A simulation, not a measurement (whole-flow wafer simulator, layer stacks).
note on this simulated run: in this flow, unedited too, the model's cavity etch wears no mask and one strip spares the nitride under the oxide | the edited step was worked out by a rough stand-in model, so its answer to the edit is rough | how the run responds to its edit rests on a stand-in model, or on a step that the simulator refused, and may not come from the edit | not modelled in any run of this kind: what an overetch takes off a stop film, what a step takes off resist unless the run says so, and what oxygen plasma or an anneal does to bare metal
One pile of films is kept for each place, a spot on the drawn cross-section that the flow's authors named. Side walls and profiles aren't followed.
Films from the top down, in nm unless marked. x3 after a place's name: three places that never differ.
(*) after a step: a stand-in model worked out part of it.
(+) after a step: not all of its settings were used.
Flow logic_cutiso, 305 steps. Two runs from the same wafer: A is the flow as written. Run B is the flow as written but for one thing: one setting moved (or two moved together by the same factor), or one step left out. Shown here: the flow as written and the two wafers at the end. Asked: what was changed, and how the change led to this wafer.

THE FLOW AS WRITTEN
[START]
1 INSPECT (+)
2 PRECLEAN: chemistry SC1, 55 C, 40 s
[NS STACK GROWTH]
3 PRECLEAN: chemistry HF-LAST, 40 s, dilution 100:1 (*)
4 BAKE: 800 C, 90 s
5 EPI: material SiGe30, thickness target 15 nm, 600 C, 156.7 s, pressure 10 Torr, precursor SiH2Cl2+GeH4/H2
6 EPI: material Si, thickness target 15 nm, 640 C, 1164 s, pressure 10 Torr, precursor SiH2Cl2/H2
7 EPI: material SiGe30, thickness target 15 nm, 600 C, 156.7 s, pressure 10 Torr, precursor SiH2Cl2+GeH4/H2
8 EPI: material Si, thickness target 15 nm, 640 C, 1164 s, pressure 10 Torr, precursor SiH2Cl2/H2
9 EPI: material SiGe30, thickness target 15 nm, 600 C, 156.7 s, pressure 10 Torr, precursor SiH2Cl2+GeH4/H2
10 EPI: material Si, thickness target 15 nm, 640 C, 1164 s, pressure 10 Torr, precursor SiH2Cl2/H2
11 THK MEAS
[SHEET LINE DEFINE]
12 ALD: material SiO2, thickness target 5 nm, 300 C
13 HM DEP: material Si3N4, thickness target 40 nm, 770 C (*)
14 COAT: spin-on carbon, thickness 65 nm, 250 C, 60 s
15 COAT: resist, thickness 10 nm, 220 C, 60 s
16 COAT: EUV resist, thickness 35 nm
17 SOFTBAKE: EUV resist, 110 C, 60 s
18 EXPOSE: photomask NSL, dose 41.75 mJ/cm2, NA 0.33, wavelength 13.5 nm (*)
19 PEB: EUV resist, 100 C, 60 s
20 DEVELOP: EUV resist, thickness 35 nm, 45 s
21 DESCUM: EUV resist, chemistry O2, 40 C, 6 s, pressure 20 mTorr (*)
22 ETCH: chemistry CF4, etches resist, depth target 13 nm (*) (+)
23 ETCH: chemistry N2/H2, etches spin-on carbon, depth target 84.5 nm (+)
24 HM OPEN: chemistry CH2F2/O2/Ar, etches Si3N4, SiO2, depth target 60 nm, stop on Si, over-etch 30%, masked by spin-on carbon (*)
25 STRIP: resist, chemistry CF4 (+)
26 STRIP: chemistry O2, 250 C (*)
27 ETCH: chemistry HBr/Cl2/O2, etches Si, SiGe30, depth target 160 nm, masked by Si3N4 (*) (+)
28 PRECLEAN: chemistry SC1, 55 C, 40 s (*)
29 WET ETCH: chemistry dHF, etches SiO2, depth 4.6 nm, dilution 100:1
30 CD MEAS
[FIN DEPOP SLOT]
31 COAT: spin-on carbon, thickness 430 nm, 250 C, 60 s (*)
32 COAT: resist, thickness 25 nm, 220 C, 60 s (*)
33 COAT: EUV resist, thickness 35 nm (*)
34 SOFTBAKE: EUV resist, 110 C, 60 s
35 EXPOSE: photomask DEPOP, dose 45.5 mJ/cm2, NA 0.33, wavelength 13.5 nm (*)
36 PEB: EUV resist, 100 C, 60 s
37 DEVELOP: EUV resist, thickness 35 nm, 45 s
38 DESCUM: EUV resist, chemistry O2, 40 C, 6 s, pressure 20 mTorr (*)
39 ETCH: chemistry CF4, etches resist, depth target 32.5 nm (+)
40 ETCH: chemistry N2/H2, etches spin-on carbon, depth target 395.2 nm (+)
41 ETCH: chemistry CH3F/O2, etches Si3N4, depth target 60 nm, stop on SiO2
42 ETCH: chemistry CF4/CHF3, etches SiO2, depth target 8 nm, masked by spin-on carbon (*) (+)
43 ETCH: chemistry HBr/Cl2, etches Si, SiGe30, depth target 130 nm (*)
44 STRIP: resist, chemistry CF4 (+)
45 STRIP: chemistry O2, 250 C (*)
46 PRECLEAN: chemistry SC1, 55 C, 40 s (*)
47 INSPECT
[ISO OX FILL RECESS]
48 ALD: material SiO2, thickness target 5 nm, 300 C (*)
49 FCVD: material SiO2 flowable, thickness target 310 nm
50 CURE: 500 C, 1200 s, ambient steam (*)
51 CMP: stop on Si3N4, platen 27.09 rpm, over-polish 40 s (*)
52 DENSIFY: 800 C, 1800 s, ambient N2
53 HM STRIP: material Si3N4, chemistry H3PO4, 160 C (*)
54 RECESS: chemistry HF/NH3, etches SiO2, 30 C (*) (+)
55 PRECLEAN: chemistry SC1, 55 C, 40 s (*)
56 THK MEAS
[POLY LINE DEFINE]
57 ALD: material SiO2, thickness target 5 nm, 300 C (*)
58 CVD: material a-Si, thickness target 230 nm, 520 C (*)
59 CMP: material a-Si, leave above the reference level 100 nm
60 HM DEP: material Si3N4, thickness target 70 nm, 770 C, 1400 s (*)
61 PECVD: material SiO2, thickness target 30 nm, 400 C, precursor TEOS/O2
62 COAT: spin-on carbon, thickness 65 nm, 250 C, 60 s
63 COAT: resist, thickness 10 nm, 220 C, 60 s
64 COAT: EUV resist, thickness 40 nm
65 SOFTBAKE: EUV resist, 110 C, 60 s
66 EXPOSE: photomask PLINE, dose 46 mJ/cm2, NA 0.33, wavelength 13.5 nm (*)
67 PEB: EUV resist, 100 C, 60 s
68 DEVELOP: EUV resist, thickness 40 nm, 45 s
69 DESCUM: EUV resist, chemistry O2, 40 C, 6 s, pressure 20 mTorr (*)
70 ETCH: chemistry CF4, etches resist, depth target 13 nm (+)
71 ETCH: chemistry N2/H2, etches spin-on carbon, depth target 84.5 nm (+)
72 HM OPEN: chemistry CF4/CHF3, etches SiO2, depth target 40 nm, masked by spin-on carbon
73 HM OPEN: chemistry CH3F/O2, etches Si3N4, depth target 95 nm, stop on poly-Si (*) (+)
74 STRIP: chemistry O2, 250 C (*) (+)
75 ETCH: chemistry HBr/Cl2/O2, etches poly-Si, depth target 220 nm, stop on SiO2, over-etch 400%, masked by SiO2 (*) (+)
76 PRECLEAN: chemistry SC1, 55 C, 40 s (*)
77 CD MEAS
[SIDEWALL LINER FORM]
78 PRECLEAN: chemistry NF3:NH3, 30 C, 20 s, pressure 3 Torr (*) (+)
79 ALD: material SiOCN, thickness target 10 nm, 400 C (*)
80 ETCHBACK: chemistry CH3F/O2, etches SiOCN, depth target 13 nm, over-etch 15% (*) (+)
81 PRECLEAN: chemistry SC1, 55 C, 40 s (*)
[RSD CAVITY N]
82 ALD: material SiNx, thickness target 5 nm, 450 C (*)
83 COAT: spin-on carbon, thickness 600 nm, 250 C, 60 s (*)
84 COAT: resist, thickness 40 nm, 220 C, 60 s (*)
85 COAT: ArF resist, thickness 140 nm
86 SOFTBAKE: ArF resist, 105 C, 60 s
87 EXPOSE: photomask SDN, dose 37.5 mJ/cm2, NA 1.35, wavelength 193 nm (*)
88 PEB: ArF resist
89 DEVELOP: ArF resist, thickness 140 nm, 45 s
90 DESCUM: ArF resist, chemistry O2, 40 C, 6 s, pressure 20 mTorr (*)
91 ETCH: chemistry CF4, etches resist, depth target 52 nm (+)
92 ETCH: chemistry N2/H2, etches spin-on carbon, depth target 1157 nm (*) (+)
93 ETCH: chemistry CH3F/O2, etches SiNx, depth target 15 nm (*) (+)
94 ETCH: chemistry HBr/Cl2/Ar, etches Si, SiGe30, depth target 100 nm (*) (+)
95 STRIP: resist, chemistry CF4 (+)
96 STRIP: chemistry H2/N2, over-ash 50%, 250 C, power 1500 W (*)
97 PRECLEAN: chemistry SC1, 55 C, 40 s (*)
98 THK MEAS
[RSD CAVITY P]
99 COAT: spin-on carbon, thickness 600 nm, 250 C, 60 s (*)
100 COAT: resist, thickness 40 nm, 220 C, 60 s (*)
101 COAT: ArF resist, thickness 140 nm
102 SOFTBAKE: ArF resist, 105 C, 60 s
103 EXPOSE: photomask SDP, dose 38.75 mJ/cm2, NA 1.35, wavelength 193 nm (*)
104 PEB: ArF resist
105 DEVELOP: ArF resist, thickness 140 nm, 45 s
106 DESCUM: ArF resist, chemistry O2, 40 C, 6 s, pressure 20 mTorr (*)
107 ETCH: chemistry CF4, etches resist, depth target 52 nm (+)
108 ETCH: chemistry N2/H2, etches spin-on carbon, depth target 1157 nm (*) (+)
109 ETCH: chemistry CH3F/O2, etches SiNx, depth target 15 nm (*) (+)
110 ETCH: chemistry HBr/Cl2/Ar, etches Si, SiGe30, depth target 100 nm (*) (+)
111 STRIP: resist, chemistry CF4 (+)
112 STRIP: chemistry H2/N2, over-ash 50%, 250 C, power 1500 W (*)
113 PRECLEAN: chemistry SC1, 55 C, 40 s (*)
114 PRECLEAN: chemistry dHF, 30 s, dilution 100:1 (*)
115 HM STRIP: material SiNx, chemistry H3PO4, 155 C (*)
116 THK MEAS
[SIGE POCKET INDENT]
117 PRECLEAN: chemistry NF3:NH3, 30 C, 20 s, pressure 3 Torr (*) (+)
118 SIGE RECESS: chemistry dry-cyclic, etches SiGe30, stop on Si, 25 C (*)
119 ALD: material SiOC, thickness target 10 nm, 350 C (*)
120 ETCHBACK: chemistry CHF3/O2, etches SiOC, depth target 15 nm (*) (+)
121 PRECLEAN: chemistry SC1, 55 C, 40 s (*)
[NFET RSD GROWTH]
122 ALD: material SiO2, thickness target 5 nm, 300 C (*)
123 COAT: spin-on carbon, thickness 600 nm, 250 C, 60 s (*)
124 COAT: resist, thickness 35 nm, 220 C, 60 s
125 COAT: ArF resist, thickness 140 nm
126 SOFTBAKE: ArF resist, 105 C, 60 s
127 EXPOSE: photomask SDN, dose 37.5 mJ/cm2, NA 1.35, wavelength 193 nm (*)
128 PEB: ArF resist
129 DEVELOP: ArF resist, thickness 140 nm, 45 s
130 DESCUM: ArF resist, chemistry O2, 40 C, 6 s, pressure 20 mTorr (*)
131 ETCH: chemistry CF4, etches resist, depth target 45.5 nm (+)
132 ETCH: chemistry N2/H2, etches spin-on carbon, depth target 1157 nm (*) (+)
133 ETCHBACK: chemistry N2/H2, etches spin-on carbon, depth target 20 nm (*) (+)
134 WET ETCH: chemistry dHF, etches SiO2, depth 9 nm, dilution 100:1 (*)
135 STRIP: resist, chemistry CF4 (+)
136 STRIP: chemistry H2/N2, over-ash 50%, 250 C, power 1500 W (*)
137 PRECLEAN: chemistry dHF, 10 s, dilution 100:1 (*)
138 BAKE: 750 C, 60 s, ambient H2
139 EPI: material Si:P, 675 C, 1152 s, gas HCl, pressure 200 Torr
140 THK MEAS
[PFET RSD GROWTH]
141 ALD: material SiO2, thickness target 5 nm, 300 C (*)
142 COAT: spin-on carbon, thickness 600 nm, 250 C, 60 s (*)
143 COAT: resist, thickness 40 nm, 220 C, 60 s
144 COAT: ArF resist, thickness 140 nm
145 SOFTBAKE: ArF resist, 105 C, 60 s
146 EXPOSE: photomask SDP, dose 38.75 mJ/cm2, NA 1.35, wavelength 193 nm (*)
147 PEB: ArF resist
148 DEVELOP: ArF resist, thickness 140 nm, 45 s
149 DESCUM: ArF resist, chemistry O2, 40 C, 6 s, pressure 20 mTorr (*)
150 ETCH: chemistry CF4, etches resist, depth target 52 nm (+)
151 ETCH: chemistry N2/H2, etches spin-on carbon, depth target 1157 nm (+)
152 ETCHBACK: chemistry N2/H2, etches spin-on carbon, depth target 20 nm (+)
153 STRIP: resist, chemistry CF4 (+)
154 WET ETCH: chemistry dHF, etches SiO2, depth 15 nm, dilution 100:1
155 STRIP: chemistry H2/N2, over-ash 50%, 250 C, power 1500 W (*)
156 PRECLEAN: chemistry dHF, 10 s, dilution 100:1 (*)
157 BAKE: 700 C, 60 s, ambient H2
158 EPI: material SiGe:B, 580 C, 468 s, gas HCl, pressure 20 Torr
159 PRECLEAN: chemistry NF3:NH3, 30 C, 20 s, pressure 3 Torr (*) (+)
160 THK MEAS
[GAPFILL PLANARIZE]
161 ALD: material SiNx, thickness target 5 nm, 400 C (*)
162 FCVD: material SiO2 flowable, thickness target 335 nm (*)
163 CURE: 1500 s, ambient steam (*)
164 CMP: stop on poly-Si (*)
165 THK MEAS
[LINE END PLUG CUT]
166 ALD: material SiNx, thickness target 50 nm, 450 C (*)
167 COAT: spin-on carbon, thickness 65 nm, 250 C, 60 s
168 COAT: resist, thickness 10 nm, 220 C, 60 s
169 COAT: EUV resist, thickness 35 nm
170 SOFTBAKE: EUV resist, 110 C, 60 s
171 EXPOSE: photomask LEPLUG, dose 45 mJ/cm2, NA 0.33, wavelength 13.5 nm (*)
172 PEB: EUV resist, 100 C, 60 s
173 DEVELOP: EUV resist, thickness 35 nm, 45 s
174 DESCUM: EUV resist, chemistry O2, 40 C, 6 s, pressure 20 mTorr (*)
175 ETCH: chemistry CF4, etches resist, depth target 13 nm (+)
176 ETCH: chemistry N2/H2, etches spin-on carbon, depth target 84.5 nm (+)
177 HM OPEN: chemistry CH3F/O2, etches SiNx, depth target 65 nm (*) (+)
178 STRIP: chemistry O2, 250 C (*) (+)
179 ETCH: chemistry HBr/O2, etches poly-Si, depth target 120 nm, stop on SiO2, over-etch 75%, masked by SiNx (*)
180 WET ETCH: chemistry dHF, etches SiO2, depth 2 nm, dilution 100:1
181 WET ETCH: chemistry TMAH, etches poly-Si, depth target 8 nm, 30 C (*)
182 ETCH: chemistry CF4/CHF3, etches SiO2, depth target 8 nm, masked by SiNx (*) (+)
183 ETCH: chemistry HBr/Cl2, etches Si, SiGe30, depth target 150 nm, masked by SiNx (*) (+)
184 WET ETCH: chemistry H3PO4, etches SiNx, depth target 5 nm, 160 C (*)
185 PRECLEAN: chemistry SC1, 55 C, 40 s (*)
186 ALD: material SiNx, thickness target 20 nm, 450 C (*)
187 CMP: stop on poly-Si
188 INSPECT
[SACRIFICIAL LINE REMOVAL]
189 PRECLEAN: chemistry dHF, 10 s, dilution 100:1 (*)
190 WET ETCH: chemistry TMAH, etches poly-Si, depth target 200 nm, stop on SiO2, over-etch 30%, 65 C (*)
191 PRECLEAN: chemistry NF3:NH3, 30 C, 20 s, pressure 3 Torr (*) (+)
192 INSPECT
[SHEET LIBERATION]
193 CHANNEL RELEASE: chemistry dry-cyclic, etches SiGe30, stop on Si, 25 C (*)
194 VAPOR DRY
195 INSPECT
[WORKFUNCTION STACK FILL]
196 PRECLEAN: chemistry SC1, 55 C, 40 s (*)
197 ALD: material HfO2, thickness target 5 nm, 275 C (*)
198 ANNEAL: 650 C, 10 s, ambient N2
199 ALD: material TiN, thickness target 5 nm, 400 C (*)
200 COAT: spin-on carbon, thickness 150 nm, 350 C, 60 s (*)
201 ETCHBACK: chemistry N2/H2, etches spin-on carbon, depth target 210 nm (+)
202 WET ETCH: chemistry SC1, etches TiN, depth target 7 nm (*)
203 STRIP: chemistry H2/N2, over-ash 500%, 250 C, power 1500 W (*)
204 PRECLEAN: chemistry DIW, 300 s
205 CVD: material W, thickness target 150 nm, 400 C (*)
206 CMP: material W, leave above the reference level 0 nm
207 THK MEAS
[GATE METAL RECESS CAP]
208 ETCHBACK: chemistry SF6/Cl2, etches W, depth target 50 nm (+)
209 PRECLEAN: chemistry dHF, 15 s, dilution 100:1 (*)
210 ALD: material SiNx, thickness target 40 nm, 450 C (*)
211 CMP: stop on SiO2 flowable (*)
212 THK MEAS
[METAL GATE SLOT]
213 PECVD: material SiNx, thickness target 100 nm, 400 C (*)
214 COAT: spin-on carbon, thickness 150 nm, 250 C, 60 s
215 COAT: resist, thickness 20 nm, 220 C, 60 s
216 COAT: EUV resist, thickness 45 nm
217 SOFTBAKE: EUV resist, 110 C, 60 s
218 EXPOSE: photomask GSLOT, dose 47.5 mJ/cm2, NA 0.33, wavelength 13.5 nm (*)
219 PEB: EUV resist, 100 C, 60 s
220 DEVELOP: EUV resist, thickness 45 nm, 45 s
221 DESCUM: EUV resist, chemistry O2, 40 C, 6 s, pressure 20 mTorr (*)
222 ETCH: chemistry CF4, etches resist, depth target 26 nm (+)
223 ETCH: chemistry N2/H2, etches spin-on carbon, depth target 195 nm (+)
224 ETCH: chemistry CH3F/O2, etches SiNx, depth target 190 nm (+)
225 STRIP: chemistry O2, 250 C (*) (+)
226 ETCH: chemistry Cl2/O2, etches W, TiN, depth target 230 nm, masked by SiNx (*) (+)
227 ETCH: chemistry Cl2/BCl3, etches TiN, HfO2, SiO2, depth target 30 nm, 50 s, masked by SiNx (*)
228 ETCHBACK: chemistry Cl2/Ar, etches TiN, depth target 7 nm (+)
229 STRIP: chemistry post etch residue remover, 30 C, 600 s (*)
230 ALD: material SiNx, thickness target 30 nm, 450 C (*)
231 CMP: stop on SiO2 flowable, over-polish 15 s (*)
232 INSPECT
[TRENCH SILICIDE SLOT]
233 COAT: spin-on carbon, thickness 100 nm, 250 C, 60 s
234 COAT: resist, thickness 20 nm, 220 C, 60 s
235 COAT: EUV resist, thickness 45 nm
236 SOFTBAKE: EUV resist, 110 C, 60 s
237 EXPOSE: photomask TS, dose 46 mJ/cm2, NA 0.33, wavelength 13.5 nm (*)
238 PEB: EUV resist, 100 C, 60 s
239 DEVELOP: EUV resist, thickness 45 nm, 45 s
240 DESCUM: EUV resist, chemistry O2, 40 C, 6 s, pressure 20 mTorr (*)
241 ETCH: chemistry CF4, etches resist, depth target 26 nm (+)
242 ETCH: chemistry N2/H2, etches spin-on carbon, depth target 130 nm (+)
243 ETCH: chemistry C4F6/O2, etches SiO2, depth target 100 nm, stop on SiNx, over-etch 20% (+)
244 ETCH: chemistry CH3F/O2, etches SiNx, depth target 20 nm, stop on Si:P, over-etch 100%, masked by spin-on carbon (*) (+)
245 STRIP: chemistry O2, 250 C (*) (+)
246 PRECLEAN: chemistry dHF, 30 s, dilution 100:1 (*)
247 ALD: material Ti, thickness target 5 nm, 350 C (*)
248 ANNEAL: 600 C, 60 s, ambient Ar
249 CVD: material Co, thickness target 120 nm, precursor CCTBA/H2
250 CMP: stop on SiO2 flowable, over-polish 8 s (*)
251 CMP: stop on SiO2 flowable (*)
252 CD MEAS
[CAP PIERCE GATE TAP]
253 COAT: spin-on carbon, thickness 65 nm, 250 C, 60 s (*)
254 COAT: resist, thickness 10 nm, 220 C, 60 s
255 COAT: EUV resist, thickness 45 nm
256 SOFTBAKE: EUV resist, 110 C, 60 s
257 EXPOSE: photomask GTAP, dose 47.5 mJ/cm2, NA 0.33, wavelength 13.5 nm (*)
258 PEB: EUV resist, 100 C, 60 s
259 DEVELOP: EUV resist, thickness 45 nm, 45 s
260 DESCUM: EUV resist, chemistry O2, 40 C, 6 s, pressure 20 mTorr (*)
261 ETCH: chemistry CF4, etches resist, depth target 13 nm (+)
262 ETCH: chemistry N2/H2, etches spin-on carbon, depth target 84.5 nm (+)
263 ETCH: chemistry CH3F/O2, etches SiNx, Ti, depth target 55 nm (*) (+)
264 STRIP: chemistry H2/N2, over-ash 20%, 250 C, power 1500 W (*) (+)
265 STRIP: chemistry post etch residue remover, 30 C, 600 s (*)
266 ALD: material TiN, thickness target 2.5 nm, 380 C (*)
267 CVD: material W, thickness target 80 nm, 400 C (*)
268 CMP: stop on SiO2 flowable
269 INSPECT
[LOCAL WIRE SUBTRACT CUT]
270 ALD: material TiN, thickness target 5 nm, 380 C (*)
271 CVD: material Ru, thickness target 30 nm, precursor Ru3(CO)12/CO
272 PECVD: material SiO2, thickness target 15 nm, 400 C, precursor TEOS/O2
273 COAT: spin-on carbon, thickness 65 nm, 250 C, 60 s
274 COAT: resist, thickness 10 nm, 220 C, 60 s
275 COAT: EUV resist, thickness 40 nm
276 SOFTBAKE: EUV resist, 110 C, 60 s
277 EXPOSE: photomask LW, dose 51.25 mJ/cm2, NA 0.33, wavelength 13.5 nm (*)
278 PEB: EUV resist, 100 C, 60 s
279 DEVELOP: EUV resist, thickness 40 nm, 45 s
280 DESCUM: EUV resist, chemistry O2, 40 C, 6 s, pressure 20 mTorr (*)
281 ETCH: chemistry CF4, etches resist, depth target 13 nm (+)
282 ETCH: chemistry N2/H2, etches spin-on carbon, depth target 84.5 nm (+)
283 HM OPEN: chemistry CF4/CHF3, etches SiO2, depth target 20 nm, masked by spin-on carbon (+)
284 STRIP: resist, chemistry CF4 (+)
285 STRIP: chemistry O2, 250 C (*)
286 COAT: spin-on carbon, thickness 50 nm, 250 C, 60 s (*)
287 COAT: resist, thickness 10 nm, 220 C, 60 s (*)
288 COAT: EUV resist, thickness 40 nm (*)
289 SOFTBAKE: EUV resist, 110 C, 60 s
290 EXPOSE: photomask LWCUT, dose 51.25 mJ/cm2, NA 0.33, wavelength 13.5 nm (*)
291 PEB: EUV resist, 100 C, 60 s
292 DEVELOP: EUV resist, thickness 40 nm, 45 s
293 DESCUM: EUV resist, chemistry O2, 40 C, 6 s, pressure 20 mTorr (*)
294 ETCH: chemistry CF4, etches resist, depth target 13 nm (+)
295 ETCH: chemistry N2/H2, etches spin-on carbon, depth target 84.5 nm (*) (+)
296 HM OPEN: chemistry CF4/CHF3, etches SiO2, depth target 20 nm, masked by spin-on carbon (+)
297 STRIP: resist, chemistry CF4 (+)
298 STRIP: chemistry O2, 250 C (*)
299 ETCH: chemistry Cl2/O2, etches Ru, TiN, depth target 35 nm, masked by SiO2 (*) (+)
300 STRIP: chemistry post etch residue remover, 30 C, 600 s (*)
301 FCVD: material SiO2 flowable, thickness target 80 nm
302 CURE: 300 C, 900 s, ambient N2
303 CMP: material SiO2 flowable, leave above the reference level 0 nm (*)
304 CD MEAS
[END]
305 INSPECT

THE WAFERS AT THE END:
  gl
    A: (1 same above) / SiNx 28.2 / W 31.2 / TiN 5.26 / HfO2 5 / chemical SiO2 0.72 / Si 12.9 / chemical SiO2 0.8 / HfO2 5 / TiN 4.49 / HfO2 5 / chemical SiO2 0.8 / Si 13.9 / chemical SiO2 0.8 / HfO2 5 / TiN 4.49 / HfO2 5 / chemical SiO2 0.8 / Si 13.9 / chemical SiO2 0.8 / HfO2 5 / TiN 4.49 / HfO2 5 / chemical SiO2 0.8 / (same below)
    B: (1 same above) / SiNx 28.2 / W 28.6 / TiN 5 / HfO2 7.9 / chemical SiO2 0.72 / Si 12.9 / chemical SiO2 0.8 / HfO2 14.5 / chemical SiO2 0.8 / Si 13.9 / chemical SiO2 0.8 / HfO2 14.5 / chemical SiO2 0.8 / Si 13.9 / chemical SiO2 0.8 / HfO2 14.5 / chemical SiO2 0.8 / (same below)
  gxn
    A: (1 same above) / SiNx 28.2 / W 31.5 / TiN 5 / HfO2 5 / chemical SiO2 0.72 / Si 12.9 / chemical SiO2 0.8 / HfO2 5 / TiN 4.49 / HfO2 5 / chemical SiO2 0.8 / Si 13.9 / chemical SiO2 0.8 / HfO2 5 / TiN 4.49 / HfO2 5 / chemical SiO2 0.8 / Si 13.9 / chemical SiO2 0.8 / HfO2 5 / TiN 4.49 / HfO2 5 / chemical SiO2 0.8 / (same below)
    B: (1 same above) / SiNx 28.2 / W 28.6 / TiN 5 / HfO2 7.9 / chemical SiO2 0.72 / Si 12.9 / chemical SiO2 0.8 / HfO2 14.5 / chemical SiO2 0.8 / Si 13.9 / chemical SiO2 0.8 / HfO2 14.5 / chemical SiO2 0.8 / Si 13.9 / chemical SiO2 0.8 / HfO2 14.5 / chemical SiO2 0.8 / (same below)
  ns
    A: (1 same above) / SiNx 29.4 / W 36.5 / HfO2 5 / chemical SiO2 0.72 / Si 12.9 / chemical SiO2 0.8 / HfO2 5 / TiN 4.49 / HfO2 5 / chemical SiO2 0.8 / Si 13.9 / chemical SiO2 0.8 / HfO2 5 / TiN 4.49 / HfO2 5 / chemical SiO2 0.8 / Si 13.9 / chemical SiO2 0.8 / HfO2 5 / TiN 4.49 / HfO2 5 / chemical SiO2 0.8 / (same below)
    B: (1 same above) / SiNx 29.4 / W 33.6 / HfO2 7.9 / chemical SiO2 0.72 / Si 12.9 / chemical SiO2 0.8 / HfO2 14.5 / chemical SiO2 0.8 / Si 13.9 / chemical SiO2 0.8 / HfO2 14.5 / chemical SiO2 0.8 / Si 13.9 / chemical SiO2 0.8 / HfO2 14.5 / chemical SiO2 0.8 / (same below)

The cause: step 197, ALD: thickness target 7.9 nm was run, where the flow has thickness target 5 nm.

How the change led to this, step by step:
  197 ALD: material HfO2, thickness target 5 nm, 275 C (*)
      gl, glp, gxn, gxp, ns, tap: A HfO2 +5 (new film), HfO2 +5 (new film), cavity -10, HfO2 +5 (new film), HfO2 +5 (new film), cavity -10, HfO2 +5 (new film), HfO2 +5 (new film), cavity -10, HfO2 +5 (new film) | B HfO2 +7.9 (new film), HfO2 +14.5 (new film), cavity -14.5 (all of it), HfO2 +14.5 (new film), cavity -14.5 (all of it), HfO2 +14.5 (new film), cavity -14.5 (all of it)
      depop, dpovl, gfld and 12 more: A HfO2 +5 (new film) | B HfO2 +7.9 (new film)
      (and at 1 more place)
  199 ALD: material TiN, thickness target 5 nm, 400 C (*)
      gl, glp, tap: A TiN +5.26 (new film), TiN +4.49 (new film), cavity -4.49 (all of it), TiN +4.49 (new film), cavity -4.49 (all of it), TiN +4.49 (new film), cavity -4.49 (all of it) | B TiN +5 (new film)
      gxn, gxp, ns: A TiN +5 (new film), TiN +4.49 (new film), cavity -4.49 (all of it), TiN +4.49 (new film), cavity -4.49 (all of it), TiN +4.49 (new film), cavity -4.49 (all of it) | B TiN +5 (new film)
      (and at 2 more places)
  200 COAT: spin-on carbon, thickness 150 nm, 350 C, 60 s (*)
      gl, glp: A spin-on carbon +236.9 (new film) | B spin-on carbon +244 (new film)
      gxn, gxp: A spin-on carbon +236.9 (new film) | B spin-on carbon +243.9 (new film)
      (and at 18 more places)
  201 ETCHBACK: chemistry N2/H2, etches spin-on carbon, depth target 210 nm (+)
      lnr, lnrp: A spin-on carbon -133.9 (all of it) | B spin-on carbon -140.5 (all of it)
      rsdn, rsdw: A spin-on carbon -145.8 (all of it) | B spin-on carbon -152.6 (all of it)
      (and at 11 more places)
  203 STRIP: chemistry H2/N2, over-ash 500%, 250 C, power 1500 W (*)
      gl, glp: A spin-on carbon -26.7 (all of it) | B spin-on carbon -33.8 (all of it)
      gxn, gxp: A spin-on carbon -26.8 (all of it) | B spin-on carbon -33.7 (all of it)
      (and at 3 more places)
  205 CVD: material W, thickness target 150 nm, 400 C (*)
      gxf: A W +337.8 (new film) | B W +248.7 (new film)
  206 CMP: material W, leave above the reference level 0 nm
      lnr, lnri, lnrp, lnrt: A W -150 (all of it), HfO2 -5 (all of it), SiOCN -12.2 | B W -150 (all of it), HfO2 -7.9 (all of it), SiOCN -12.2
      rsdn, rsdp, rsdw, rsdx: A W -162.2 (all of it), HfO2 -5 (all of it) | B W -162.2 (all of it), HfO2 -7.9 (all of it)
      (and at 2 more places)
  226 ETCH: chemistry Cl2/O2, etches W, TiN, depth target 230 nm, masked by SiNx (*) (+)
      depop, dpovl, gl and 18 more: A SiNx -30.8 | B SiNx -30
      gfld: A W -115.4 (all of it), TiN -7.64 (all of it), HfO2 -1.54 | B W -115.2 (all of it), TiN -5 (all of it), HfO2 -1.5
  227 ETCH: chemistry Cl2/BCl3, etches TiN, HfO2, SiO2, depth target 30 nm, 50 s, masked by SiNx (*)
      gfld: A HfO2 -3.46 (all of it), SiO2 flowable -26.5 | B HfO2 -6.4 (all of it), SiO2 flowable -23.6
Counting metal films that touch as one body, gl has 1 body; the flow as written gives 4 bodies (between them, from the top down: HfO2 5 / chemical SiO2 0.72 / Si 12.9 / chemical SiO2 0.8 / HfO2 5; HfO2 5 / chemical SiO2 0.8 / Si 13.9 / chemical SiO2 0.8 / HfO2 5; HfO2 5 / chemical SiO2 0.8 / Si 13.9 / chemical SiO2 0.8 / HfO2 5).
Counting metal films that touch as one body, gxn has 1 body; the flow as written gives 4 bodies (between them, from the top down: HfO2 5 / chemical SiO2 0.72 / Si 12.9 / chemical SiO2 0.8 / HfO2 5; HfO2 5 / chemical SiO2 0.8 / Si 13.9 / chemical SiO2 0.8 / HfO2 5; HfO2 5 / chemical SiO2 0.8 / Si 13.9 / chemical SiO2 0.8 / HfO2 5).
Counting metal films that touch as one body, ns has 1 body; the flow as written gives 4 bodies (between them, from the top down: HfO2 5 / chemical SiO2 0.72 / Si 12.9 / chemical SiO2 0.8 / HfO2 5; HfO2 5 / chemical SiO2 0.8 / Si 13.9 / chemical SiO2 0.8 / HfO2 5; HfO2 5 / chemical SiO2 0.8 / Si 13.9 / chemical SiO2 0.8 / HfO2 5).
